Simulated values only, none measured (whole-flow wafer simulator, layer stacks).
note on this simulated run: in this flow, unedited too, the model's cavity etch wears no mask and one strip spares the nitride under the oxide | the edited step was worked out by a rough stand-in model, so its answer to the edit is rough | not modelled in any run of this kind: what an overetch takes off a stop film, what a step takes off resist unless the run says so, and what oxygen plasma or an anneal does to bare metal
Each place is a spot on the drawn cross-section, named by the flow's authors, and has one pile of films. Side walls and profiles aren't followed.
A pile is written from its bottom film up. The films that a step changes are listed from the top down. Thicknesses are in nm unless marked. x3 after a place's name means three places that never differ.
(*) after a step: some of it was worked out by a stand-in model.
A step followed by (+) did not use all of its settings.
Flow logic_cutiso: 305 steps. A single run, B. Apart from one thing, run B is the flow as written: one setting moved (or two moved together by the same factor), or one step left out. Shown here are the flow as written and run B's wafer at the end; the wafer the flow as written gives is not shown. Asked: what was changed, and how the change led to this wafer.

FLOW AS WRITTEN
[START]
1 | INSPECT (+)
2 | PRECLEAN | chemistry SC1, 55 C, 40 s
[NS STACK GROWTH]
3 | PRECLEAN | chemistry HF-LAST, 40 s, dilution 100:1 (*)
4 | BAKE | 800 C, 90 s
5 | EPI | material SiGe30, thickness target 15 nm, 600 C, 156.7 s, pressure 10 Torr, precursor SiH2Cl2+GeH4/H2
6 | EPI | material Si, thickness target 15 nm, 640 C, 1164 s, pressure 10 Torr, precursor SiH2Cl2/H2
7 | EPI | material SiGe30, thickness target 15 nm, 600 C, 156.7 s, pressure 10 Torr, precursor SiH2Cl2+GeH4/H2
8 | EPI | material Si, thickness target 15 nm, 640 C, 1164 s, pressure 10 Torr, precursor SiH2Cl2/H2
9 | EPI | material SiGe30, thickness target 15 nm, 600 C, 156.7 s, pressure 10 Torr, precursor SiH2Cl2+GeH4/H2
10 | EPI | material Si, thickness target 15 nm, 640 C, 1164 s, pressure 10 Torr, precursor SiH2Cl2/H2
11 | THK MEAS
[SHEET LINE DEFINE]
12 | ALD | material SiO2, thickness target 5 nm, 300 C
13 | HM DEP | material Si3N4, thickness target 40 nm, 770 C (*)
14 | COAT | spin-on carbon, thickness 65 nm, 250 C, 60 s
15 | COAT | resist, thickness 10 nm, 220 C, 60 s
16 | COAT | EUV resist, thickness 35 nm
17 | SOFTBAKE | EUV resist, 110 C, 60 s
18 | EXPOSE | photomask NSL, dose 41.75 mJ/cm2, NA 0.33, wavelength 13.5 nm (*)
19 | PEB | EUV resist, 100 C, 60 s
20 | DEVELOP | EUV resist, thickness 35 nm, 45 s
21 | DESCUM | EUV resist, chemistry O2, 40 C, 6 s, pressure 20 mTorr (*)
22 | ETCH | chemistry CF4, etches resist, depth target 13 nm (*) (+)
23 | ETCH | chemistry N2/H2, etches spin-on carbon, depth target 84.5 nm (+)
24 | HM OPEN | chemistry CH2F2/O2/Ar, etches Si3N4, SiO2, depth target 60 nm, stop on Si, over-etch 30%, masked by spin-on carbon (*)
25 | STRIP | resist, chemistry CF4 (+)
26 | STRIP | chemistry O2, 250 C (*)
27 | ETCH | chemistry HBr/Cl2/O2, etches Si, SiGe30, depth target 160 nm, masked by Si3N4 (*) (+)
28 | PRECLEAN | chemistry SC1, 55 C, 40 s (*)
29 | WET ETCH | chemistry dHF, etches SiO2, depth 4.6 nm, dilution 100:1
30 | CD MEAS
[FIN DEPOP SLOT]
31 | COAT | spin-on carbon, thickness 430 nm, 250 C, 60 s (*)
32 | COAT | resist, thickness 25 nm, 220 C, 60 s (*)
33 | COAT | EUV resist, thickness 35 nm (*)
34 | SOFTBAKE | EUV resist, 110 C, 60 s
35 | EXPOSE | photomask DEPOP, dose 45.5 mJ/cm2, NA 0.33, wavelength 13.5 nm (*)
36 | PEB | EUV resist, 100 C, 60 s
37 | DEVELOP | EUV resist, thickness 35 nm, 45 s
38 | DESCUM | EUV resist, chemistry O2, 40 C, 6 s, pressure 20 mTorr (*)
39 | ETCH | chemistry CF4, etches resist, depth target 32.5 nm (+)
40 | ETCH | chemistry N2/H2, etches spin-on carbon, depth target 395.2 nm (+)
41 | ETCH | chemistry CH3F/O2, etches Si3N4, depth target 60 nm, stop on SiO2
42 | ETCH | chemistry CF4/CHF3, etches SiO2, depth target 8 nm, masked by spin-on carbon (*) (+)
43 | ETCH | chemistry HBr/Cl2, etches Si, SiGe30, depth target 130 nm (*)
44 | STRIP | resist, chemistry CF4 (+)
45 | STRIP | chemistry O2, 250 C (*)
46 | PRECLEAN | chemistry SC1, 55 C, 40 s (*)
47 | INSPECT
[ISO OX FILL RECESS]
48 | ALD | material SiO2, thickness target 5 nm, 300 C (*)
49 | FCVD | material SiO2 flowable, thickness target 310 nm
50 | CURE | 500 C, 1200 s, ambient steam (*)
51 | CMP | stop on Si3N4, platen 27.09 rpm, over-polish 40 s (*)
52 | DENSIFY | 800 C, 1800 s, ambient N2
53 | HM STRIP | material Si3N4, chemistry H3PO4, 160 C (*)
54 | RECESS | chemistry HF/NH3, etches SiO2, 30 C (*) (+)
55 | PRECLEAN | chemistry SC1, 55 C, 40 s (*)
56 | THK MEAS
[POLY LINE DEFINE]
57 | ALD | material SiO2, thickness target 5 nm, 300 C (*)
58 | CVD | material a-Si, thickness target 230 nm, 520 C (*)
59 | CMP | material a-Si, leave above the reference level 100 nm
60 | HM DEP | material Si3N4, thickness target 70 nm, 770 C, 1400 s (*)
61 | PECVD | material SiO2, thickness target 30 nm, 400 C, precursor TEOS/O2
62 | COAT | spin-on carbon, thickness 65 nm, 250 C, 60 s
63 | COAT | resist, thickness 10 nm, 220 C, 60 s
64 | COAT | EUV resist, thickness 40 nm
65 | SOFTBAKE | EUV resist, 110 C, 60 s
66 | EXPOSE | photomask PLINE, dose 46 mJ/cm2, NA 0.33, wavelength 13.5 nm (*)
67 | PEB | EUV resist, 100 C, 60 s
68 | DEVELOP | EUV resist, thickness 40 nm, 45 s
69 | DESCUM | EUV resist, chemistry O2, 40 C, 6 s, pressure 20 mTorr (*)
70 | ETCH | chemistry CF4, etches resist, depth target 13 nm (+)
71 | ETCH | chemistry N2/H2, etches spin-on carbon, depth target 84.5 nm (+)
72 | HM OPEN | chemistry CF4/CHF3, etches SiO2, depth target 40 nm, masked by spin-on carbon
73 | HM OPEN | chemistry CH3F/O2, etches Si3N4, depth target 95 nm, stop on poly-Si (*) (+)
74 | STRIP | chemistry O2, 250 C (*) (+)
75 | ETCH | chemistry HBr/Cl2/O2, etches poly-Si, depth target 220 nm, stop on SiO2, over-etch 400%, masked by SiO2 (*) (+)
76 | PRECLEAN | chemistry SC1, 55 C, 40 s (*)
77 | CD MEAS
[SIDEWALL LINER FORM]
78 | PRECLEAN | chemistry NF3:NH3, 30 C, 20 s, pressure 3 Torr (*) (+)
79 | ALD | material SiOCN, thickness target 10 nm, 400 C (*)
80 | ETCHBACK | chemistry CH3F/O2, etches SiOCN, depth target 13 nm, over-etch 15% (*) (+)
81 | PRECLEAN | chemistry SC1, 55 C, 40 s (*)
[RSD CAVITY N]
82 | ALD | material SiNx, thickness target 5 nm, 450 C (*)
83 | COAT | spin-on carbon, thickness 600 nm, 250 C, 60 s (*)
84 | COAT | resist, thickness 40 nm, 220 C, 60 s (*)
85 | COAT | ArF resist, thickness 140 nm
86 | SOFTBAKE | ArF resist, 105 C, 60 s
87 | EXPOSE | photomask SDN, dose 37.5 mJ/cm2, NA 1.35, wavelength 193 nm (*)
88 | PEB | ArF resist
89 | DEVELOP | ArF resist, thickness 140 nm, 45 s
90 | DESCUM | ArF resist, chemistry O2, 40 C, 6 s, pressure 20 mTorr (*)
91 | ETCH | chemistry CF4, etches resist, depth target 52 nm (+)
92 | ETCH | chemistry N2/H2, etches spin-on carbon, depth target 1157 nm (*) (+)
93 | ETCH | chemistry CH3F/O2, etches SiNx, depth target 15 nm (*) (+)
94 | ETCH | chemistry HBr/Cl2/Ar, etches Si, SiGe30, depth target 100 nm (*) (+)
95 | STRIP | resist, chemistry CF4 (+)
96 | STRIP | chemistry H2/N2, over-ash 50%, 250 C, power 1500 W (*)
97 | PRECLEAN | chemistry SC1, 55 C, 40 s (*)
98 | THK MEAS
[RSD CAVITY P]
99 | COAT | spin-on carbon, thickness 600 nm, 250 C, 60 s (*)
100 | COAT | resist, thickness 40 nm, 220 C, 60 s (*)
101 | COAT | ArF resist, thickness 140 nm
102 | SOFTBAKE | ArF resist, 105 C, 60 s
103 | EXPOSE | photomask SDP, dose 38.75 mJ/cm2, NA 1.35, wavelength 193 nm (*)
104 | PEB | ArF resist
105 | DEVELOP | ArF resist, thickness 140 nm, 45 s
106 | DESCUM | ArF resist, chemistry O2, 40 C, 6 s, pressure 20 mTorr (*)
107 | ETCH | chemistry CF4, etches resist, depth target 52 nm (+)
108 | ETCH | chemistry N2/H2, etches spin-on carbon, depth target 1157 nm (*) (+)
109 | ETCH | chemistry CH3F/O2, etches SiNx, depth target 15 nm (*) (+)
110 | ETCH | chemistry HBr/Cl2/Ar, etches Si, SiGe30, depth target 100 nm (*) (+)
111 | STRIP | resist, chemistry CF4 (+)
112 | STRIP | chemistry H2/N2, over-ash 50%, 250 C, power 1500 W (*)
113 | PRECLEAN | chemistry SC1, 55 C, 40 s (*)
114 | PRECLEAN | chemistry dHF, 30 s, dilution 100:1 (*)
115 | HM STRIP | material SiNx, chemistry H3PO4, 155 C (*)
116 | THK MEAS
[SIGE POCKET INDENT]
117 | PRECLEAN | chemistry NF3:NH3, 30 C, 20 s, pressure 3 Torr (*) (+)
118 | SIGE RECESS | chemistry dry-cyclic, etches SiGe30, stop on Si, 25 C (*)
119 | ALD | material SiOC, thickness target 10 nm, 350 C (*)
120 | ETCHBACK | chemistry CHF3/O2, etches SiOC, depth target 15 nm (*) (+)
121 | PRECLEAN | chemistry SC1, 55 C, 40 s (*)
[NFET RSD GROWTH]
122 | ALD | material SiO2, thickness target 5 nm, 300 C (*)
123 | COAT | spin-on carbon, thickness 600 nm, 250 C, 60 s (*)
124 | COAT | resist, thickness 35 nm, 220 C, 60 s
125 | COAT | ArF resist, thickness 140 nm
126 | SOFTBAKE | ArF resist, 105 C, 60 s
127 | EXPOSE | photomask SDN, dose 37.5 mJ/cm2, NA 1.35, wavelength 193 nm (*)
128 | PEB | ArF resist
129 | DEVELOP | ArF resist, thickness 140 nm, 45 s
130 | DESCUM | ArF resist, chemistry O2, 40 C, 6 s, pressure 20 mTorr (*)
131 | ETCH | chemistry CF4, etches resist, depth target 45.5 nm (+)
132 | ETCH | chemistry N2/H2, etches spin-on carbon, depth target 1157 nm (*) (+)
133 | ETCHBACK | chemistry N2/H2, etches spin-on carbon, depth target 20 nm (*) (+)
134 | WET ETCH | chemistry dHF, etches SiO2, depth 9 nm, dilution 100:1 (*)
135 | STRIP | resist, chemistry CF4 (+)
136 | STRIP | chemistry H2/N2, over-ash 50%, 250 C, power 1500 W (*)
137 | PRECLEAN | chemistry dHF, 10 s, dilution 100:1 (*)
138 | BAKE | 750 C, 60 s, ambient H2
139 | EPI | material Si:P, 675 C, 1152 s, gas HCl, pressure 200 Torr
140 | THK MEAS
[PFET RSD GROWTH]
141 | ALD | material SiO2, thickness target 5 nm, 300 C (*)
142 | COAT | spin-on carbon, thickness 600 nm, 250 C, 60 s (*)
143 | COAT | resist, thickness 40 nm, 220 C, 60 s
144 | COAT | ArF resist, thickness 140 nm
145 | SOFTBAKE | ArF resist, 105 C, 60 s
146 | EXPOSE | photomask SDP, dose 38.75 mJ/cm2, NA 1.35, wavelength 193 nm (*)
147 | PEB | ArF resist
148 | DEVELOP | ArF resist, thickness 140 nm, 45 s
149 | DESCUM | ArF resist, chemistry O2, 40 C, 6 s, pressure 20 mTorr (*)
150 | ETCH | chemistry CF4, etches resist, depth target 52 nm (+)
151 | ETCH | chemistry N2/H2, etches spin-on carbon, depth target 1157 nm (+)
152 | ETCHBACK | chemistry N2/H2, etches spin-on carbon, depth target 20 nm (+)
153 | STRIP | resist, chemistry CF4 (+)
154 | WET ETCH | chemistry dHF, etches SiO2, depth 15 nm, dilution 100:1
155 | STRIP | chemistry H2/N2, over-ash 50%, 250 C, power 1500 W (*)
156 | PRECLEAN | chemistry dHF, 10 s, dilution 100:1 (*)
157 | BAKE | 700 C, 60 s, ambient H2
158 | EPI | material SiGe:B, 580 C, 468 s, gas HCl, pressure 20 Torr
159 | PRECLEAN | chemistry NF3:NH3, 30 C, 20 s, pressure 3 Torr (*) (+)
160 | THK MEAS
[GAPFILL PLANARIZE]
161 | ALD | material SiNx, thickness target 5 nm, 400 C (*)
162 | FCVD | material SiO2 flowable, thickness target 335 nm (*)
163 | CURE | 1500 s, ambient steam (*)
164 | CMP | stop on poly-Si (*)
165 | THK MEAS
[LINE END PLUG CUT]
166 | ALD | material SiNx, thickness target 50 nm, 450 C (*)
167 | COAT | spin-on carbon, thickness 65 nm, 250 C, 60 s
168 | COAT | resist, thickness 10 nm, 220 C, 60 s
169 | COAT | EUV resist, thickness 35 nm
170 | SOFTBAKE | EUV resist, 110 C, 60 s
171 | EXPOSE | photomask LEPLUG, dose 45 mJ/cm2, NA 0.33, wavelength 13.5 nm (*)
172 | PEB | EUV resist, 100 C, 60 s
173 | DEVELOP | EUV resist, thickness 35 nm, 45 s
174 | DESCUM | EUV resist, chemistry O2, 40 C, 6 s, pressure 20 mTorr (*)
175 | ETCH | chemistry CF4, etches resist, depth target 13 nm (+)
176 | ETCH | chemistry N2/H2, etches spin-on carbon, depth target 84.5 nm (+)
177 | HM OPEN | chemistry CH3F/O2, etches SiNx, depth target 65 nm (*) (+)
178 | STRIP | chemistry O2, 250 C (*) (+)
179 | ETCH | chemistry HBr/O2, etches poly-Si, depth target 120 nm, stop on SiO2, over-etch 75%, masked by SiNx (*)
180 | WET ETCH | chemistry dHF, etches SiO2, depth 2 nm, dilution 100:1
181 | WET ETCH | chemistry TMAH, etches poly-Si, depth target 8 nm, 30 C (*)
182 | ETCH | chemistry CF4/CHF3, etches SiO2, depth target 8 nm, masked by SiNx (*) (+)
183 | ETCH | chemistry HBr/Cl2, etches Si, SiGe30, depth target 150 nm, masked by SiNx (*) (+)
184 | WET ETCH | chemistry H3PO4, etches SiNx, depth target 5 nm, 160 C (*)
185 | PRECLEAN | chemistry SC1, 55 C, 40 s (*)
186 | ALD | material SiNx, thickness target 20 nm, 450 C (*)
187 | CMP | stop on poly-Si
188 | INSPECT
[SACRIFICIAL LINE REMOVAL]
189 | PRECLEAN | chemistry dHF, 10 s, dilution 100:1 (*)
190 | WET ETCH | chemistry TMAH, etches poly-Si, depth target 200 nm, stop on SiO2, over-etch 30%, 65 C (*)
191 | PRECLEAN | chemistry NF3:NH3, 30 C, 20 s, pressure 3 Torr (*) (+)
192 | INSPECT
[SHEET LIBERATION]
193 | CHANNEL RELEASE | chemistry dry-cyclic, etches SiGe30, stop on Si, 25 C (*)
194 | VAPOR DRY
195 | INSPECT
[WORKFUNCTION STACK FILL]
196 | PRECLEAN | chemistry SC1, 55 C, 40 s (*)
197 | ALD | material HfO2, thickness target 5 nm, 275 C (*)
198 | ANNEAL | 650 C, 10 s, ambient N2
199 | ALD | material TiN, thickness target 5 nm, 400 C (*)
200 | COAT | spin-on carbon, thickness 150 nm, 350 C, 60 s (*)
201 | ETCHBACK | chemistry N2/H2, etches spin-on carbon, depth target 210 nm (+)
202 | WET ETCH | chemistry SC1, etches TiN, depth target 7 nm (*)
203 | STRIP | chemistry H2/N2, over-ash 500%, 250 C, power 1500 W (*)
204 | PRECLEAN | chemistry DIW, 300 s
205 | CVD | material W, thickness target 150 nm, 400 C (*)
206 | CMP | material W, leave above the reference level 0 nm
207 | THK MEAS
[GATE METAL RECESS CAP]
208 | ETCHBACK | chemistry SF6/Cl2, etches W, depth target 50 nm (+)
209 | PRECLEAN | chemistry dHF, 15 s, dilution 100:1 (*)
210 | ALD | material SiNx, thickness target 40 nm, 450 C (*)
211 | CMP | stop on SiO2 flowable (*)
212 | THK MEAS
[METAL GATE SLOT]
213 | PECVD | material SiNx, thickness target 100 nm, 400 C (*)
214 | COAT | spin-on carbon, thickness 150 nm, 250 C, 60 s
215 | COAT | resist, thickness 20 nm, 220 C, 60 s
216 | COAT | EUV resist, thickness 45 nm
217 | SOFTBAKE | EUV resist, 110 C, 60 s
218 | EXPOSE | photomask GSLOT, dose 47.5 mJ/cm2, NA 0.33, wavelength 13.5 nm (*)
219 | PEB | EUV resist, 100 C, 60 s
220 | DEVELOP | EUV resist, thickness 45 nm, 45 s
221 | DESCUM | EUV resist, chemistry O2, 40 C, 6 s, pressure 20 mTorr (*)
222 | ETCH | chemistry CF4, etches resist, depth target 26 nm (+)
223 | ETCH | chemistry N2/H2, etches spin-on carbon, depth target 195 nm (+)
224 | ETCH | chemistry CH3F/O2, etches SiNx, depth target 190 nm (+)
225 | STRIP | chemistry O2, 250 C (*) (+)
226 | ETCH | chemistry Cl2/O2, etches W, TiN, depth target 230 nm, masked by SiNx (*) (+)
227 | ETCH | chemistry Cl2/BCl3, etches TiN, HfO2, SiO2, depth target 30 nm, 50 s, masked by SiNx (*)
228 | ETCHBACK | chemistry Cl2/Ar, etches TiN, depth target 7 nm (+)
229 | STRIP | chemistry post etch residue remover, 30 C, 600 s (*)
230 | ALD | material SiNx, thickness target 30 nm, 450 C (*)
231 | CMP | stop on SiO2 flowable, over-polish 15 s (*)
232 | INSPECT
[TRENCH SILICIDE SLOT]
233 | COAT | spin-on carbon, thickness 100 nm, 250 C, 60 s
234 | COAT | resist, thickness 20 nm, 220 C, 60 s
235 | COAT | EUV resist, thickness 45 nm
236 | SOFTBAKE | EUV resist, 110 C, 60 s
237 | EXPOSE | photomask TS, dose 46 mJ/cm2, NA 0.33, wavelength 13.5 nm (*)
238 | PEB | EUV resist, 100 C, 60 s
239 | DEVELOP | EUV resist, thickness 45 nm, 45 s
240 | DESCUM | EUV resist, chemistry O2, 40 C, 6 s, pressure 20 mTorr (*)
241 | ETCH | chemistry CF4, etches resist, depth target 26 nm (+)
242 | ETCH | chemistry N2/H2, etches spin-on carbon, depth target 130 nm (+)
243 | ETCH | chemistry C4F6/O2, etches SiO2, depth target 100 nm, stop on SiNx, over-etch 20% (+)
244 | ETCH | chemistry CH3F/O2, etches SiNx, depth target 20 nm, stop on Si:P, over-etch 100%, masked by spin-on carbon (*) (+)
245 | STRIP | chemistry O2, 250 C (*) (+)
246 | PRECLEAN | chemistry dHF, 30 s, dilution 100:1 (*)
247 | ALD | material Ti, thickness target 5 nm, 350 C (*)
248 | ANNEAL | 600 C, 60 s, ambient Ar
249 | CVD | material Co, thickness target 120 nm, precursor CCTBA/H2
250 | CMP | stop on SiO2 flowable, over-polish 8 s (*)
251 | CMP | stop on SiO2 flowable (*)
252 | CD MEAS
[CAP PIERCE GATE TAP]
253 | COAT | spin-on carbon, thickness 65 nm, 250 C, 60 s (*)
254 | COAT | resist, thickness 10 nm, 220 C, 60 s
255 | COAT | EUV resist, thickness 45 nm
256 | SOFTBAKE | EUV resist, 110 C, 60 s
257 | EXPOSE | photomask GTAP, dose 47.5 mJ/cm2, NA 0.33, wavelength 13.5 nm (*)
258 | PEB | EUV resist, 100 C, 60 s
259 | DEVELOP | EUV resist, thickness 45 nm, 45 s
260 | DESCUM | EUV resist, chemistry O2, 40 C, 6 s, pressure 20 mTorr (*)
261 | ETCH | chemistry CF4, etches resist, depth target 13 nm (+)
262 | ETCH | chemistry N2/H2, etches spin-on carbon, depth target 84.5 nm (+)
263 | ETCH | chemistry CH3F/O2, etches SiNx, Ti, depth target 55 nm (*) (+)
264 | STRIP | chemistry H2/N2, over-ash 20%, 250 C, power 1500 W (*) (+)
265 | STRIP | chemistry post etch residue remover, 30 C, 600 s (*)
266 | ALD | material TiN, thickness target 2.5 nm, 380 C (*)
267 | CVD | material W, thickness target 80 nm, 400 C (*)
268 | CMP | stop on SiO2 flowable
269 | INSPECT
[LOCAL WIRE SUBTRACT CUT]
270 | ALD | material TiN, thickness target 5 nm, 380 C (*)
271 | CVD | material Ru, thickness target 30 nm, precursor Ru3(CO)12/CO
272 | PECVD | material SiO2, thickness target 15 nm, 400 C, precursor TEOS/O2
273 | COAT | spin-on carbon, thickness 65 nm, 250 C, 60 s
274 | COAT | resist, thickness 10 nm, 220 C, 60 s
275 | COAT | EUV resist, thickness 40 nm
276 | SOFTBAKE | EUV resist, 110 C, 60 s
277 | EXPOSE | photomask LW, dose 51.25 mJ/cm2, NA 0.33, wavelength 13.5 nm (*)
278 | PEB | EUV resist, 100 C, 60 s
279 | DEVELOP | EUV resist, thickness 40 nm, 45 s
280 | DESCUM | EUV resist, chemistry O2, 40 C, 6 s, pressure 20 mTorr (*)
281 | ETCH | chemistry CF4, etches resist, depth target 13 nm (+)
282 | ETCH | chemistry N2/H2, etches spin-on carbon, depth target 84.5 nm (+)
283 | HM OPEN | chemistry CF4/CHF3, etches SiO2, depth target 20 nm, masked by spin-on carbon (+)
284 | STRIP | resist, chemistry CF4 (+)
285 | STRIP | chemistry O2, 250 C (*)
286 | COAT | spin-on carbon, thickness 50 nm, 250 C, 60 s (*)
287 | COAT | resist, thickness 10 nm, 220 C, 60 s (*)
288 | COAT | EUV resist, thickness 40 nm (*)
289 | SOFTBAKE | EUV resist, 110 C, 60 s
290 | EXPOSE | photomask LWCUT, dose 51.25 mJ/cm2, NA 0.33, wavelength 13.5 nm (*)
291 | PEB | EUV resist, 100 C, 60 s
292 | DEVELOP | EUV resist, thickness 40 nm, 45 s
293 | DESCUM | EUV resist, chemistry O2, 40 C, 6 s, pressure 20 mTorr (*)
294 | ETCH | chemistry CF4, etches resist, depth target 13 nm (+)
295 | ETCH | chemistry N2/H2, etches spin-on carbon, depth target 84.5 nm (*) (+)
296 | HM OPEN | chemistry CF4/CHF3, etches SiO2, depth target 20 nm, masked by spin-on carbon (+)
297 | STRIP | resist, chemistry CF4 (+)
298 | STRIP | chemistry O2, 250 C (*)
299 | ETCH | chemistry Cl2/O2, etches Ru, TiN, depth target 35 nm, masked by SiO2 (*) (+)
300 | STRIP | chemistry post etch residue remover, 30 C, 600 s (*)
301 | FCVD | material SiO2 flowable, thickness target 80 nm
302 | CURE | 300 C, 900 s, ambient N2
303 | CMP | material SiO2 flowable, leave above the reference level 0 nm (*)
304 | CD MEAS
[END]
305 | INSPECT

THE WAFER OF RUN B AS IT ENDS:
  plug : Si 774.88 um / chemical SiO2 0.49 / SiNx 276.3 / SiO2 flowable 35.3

What caused this: step 183, ETCH: depth target 206.2 nm was run, whereas the flow has depth target 150 nm.

Step by step, how the change led to this:
  183 | ETCH | chemistry HBr/Cl2, etches Si, SiGe30, depth target 150 nm, masked by SiNx (*) (+)
      depop, dpovl, gfld and 18 more: -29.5 SiNx (it would be, as written: -21.4 SiNx)
      plug: -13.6 Si (all of it), -15 SiGe30 (all of it), -15 Si (all of it), -15 SiGe30 (all of it), -15 Si (all of it), -15 SiGe30 (all of it), -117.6 Si (it would be, as written: -13.6 Si (all of it), -15 SiGe30 (all of it), -15 Si (all of it), -15 SiGe30 (all of it), -15 Si (all of it), -15 SiGe30 (all of it), -61.4 Si)
  186 | ALD | material SiNx, thickness target 20 nm, 450 C (*)
      plug: +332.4 SiNx (new film) (it would be, as written: +284.2 SiNx (new film))
  187 | CMP | stop on poly-Si
      depop, dpovl, gfld and 18 more: -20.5 SiNx (all of it) (it would be, as written: -28.6 SiNx (all of it))
      plug: -20.5 SiNx (it would be, as written: -28.6 SiNx)
